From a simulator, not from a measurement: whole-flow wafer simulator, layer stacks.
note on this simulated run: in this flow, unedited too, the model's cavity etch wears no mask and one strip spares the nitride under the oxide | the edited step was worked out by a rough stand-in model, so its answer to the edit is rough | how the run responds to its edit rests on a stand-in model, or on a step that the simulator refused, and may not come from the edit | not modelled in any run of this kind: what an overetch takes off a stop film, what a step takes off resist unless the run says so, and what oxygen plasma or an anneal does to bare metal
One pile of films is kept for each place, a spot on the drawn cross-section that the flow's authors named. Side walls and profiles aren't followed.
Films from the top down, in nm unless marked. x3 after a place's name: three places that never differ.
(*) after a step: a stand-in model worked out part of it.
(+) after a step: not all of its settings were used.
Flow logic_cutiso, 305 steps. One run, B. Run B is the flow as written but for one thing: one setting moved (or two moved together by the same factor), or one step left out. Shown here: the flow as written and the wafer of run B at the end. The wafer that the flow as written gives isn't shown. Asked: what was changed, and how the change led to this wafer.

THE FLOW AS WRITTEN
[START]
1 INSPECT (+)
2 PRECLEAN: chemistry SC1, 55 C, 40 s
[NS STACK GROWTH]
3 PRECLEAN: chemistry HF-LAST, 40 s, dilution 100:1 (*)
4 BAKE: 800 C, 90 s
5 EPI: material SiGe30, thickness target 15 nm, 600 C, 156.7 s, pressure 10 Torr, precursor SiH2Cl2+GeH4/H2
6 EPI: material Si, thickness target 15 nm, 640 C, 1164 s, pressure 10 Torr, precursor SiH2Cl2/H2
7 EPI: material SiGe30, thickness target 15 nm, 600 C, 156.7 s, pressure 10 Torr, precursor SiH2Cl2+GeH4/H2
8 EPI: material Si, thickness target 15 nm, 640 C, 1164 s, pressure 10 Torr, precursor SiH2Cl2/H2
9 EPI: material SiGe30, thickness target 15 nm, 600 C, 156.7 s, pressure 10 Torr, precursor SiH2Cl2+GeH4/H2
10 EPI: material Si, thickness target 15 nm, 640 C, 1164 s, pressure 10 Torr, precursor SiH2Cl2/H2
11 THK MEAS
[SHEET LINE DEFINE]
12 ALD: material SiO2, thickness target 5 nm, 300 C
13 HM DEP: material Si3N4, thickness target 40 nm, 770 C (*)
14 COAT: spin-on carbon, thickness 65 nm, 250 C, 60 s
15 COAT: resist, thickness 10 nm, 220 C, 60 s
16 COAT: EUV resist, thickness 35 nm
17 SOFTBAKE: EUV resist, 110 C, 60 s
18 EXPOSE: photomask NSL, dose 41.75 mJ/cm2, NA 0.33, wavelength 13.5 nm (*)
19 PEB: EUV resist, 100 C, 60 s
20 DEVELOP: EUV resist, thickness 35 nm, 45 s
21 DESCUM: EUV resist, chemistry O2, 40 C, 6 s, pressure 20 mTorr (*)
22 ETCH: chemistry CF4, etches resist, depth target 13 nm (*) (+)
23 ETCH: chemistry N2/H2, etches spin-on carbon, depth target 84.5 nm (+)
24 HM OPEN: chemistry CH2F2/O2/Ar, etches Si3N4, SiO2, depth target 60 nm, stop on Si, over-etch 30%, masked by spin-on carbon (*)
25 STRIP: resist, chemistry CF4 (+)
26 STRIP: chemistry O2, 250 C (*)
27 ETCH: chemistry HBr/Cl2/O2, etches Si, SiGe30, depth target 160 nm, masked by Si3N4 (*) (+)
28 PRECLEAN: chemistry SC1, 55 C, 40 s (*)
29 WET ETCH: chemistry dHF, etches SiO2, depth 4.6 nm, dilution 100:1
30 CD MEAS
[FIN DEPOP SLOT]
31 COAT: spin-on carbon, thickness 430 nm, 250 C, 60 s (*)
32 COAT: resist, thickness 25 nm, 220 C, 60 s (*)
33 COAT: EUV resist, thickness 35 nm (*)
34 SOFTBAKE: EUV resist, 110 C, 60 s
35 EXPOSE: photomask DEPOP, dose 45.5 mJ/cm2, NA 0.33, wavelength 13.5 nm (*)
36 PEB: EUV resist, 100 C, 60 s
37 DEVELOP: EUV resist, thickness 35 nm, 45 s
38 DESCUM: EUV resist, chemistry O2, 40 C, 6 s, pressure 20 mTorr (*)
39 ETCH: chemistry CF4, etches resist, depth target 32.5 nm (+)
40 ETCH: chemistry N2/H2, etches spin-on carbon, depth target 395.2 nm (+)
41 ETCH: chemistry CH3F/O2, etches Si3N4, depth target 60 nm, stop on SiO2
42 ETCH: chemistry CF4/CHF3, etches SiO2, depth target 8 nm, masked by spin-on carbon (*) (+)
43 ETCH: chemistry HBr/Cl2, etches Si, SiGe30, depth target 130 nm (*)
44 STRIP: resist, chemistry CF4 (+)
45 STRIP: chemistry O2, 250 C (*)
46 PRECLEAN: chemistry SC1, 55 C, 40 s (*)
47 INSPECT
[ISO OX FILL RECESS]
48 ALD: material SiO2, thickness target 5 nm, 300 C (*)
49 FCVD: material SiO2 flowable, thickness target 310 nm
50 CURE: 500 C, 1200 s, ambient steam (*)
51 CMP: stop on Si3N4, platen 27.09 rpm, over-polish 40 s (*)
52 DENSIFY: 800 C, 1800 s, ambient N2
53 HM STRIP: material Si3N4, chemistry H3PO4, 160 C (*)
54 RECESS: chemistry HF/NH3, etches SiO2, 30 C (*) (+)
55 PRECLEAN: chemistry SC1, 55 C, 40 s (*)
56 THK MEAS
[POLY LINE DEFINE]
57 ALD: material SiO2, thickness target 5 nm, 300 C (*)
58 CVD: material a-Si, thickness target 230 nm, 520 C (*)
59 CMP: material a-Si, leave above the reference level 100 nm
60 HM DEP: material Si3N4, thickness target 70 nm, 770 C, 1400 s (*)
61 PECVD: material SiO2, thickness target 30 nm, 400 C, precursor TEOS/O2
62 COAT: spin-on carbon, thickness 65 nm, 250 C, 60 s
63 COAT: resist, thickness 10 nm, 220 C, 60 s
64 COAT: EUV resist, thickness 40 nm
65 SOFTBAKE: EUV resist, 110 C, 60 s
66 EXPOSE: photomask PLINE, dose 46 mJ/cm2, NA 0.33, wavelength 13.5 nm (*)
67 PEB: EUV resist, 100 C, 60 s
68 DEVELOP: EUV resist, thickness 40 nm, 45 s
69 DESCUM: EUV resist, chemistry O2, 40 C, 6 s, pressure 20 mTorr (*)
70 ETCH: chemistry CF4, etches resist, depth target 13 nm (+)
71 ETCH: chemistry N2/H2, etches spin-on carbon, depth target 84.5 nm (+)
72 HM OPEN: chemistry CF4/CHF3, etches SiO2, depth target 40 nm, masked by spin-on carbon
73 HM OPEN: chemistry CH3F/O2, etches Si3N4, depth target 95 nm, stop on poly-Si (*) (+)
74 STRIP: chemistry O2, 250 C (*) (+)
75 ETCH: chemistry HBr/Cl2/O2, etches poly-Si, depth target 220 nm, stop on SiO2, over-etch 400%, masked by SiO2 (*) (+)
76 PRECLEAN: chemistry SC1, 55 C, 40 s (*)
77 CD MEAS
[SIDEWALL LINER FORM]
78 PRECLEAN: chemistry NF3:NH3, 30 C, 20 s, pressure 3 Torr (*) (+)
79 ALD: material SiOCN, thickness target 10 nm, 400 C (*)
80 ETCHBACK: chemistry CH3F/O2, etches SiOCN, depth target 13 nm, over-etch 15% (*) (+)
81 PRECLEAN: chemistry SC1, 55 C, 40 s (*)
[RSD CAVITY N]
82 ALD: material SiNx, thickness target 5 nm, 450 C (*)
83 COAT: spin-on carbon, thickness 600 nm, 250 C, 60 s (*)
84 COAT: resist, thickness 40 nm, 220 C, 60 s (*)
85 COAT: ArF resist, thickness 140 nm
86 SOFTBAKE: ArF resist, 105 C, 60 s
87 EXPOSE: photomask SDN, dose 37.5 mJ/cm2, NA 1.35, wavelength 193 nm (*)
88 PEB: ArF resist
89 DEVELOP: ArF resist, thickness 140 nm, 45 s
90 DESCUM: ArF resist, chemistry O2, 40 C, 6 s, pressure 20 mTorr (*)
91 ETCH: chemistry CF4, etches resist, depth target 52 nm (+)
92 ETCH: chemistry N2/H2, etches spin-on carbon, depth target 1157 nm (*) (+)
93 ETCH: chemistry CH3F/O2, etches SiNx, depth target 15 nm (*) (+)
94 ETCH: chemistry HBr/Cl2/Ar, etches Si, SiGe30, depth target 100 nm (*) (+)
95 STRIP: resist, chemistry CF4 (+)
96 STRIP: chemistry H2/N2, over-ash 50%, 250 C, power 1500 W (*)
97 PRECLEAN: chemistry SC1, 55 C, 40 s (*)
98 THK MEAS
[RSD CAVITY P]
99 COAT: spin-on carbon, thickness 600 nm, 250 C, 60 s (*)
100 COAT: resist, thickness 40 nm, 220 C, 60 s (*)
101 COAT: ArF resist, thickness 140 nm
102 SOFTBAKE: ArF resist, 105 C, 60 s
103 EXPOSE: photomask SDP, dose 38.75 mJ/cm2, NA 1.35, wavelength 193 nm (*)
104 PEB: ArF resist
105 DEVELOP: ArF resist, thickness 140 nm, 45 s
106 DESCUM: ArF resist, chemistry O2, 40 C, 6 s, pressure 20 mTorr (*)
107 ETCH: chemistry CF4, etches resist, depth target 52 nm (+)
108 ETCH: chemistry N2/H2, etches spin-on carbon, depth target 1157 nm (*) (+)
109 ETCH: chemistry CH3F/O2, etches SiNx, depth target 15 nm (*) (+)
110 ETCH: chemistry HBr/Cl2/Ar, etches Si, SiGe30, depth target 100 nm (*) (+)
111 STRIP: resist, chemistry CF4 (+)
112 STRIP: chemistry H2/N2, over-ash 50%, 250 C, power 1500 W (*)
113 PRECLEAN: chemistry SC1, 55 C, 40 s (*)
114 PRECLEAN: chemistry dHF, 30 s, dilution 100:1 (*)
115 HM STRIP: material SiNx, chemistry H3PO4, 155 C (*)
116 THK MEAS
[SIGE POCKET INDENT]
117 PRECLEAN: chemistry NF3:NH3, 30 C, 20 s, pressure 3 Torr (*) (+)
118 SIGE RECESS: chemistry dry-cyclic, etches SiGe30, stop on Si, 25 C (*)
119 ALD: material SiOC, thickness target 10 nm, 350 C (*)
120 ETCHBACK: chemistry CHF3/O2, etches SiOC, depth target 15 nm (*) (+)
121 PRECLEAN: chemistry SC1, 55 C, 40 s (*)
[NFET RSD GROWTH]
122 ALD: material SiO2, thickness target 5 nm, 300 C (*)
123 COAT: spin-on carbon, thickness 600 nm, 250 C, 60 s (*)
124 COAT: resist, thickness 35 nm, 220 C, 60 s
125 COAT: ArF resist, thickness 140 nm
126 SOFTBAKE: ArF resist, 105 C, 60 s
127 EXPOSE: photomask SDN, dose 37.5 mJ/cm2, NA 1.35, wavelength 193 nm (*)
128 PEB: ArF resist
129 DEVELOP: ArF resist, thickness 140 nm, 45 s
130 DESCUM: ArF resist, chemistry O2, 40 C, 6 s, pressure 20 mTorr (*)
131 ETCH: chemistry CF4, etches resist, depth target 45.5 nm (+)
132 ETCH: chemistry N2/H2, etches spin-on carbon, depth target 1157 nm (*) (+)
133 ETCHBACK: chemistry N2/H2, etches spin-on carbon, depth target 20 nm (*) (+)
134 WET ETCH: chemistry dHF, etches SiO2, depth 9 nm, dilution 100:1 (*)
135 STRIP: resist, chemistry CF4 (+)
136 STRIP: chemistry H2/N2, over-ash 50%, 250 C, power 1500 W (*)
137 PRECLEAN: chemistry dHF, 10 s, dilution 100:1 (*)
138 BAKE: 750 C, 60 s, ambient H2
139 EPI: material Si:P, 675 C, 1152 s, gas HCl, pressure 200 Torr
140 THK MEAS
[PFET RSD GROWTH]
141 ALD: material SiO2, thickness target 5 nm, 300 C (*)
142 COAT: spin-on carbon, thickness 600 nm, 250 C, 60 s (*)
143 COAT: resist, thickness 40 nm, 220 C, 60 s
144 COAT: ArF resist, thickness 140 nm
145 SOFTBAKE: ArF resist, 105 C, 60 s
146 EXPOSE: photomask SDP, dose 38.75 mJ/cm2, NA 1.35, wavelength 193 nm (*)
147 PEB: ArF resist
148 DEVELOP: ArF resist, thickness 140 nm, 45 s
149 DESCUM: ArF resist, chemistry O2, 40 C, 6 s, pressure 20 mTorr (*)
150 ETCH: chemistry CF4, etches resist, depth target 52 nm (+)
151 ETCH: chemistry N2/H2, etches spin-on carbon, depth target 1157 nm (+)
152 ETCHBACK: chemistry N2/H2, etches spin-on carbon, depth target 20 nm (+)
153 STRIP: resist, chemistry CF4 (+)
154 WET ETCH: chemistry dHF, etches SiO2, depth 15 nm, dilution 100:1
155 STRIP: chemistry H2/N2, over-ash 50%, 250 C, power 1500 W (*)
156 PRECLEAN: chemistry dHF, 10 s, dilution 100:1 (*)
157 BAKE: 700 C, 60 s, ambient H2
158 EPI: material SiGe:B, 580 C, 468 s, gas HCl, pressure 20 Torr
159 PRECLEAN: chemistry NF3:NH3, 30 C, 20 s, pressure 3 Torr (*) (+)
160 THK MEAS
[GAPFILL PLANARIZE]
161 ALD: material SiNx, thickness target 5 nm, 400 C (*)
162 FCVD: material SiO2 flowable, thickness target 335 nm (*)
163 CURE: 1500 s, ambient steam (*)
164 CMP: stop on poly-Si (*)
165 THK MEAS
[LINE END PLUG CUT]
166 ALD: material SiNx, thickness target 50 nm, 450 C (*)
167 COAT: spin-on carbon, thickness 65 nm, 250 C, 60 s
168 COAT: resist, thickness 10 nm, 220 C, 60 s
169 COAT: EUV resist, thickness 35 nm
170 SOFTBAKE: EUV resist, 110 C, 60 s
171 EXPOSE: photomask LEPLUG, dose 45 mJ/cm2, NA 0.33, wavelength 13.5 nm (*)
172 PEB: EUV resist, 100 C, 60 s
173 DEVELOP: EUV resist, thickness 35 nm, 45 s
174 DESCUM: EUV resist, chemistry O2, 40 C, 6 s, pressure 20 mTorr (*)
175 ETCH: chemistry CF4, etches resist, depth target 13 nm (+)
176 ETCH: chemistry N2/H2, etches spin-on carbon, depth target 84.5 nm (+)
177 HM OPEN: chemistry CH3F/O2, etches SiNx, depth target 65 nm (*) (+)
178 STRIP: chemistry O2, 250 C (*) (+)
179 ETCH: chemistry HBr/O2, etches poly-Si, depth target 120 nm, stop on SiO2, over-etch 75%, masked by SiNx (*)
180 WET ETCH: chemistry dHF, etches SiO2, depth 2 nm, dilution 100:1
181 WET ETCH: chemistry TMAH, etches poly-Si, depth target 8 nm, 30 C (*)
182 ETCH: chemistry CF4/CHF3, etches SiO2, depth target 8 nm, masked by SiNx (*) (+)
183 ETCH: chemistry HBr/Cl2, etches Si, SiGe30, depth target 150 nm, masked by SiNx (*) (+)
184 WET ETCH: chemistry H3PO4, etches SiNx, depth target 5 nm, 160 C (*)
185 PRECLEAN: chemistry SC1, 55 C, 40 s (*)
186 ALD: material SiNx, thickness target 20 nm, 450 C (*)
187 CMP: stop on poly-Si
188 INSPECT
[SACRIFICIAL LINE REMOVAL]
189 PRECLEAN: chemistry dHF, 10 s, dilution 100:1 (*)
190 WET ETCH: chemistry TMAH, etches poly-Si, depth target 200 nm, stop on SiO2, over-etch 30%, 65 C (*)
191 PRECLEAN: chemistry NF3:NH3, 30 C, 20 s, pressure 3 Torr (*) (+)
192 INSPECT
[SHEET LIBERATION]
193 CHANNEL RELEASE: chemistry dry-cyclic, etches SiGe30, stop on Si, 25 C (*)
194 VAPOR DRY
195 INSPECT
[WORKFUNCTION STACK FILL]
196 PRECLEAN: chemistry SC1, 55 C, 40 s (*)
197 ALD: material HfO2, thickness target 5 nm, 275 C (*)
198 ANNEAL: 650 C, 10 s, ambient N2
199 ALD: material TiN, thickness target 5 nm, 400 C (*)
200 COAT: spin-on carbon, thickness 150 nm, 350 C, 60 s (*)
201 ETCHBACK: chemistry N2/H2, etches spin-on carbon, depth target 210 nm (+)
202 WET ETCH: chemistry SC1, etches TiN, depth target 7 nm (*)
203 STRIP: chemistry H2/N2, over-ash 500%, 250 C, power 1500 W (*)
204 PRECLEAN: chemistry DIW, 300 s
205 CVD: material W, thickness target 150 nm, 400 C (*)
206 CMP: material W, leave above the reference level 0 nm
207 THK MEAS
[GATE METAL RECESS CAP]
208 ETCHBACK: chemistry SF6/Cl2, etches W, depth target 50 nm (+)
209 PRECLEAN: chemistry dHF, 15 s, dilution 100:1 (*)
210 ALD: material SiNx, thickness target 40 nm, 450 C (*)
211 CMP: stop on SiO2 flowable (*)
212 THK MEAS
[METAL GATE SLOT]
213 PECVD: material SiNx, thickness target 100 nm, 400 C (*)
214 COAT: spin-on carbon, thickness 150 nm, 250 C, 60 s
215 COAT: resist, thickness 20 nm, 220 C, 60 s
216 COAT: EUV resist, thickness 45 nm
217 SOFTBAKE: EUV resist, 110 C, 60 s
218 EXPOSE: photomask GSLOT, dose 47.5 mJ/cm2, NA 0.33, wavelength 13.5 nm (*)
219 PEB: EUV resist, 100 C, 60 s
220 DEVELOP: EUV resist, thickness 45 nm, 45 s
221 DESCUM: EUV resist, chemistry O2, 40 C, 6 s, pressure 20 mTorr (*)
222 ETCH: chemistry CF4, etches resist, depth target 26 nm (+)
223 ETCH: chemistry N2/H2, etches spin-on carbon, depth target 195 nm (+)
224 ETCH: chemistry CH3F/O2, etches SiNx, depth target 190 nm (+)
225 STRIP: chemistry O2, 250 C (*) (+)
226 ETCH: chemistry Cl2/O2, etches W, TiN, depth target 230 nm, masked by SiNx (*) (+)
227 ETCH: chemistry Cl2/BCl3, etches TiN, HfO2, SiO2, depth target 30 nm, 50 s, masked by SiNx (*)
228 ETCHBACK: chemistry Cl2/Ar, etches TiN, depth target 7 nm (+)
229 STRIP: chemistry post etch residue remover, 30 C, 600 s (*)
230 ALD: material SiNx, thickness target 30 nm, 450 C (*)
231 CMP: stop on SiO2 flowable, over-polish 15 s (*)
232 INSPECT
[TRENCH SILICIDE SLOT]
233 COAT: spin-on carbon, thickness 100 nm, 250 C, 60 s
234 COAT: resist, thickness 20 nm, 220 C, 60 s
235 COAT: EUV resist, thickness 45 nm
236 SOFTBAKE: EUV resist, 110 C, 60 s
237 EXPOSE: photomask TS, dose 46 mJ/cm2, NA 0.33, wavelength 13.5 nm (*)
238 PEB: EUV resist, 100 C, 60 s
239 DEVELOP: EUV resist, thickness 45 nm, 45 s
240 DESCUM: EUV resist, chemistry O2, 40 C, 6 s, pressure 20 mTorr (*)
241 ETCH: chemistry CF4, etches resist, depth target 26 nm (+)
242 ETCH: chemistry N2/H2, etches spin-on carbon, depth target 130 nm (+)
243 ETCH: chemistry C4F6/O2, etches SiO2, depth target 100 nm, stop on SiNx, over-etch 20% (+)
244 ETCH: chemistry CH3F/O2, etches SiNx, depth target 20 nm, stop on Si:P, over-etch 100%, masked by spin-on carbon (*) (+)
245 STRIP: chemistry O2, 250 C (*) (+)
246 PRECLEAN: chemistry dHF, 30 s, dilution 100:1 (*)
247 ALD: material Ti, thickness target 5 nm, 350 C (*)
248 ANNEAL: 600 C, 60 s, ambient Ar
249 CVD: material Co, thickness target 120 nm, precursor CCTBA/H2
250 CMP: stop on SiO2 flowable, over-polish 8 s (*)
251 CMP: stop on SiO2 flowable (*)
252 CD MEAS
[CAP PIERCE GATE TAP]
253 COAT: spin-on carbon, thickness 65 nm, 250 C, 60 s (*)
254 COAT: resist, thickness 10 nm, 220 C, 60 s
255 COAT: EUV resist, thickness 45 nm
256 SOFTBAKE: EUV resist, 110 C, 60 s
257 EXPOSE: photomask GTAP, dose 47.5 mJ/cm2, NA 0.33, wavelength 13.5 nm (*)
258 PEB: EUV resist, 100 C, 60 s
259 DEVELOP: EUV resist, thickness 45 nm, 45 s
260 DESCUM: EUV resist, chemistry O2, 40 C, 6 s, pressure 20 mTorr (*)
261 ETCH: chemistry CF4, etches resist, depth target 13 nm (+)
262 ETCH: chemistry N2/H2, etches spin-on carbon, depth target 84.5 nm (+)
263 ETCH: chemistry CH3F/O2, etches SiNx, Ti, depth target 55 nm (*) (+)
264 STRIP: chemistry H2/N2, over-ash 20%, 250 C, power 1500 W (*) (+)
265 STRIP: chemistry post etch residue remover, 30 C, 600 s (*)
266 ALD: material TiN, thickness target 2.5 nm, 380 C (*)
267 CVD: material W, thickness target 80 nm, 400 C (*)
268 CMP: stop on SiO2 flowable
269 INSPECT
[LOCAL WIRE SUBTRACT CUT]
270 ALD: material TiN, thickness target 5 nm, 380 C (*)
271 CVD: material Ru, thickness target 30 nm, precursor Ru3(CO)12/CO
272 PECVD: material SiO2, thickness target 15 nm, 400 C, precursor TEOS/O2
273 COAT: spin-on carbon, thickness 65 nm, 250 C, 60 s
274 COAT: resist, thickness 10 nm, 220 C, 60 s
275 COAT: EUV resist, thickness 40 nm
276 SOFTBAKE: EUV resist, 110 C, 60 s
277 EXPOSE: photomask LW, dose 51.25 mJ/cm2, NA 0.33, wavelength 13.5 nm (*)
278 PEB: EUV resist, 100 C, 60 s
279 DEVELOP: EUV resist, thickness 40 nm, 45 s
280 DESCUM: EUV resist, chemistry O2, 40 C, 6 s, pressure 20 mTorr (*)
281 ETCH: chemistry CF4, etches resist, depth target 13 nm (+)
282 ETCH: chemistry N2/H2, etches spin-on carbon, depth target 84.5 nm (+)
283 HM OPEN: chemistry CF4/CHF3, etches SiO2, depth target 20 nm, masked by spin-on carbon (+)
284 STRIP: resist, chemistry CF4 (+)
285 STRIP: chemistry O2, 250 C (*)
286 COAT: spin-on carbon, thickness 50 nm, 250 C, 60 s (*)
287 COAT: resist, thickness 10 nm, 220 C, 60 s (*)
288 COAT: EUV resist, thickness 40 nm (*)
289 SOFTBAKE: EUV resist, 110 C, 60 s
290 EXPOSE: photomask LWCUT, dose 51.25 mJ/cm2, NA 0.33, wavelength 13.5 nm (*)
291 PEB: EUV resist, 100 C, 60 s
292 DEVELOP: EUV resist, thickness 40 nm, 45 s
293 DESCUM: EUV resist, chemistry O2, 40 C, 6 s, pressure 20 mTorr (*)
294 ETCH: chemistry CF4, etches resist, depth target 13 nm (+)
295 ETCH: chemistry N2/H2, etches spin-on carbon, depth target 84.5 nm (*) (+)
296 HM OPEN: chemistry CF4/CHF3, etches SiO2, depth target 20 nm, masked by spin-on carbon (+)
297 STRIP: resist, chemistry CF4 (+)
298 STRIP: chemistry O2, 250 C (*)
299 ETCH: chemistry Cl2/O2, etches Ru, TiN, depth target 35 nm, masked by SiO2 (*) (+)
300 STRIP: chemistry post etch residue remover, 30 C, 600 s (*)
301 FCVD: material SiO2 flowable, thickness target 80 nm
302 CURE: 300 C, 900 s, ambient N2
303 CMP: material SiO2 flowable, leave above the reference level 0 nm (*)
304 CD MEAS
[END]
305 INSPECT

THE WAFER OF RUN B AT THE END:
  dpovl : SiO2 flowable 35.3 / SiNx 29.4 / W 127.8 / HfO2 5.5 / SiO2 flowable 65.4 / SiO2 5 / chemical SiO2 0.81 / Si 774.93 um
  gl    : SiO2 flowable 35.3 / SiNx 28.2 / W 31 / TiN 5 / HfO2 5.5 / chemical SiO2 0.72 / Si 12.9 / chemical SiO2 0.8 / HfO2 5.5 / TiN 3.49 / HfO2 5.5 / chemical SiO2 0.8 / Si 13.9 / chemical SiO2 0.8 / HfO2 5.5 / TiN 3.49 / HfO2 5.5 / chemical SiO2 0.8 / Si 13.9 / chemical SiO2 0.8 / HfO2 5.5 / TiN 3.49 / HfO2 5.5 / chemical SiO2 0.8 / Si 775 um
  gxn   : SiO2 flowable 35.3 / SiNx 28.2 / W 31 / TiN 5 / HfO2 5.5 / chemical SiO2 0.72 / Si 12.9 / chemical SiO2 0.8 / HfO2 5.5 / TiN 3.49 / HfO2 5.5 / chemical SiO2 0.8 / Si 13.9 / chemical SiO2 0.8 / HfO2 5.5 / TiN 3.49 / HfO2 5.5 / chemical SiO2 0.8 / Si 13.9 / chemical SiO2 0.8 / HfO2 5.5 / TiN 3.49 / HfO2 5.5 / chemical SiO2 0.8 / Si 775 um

The cause: step 197, ALD: thickness target 5.5 nm was run, where the flow has thickness target 5 nm.
It can be read off the wafer: dpovl has HfO2 5.5, and step 197 as written asks for 5 nm.

How the change led to this, step by step:
  197 ALD: material HfO2, thickness target 5 nm, 275 C (*)
      gl, glp, gxn, gxp, ns, tap: HfO2 +5.5 (new film), HfO2 +5.5 (new film), cavity -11, HfO2 +5.5 (new film), HfO2 +5.5 (new film), cavity -11, HfO2 +5.5 (new film), HfO2 +5.5 (new film), cavity -11, HfO2 +5.5 (new film) (as written it would be: HfO2 +5 (new film), HfO2 +5 (new film), cavity -10, HfO2 +5 (new film), HfO2 +5 (new film), cavity -10, HfO2 +5 (new film), HfO2 +5 (new film), cavity -10, HfO2 +5 (new film))
  199 ALD: material TiN, thickness target 5 nm, 400 C (*)
      gl, glp, tap: TiN +5 (new film), TiN +3.49 (new film), cavity -3.49 (all of it), TiN +3.49 (new film), cavity -3.49 (all of it), TiN +3.49 (new film), cavity -3.49 (all of it) (as written it would be: TiN +5.26 (new film), TiN +4.49 (new film), cavity -4.49 (all of it), TiN +4.49 (new film), cavity -4.49 (all of it), TiN +4.49 (new film), cavity -4.49 (all of it))
      gxn, gxp, ns: TiN +5 (new film), TiN +3.49 (new film), cavity -3.49 (all of it), TiN +3.49 (new film), cavity -3.49 (all of it), TiN +3.49 (new film), cavity -3.49 (all of it) (as written it would be: TiN +5 (new film), TiN +4.49 (new film), cavity -4.49 (all of it), TiN +4.49 (new film), cavity -4.49 (all of it), TiN +4.49 (new film), cavity -4.49 (all of it))
      (and at 1 more place)
  200 COAT: spin-on carbon, thickness 150 nm, 350 C, 60 s (*)
      gxf: spin-on carbon +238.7 (new film) (as written it would be: spin-on carbon +326 (new film))
  203 STRIP: chemistry H2/N2, over-ash 500%, 250 C, power 1500 W (*)
      gl, glp: spin-on carbon -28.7 (all of it) (as written it would be: spin-on carbon -26.7 (all of it))
      gxn, gxp: spin-on carbon -28.6 (all of it) (as written it would be: spin-on carbon -26.8 (all of it))
      (and at 2 more places)
  205 CVD: material W, thickness target 150 nm, 400 C (*)
      gxf: W +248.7 (new film) (as written it would be: W +337.8 (new film))
  227 ETCH: chemistry Cl2/BCl3, etches TiN, HfO2, SiO2, depth target 30 nm, 50 s, masked by SiNx (*)
      gfld: HfO2 -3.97 (all of it), SiO2 flowable -26 (as written it would be: HfO2 -3.46 (all of it), SiO2 flowable -26.5)
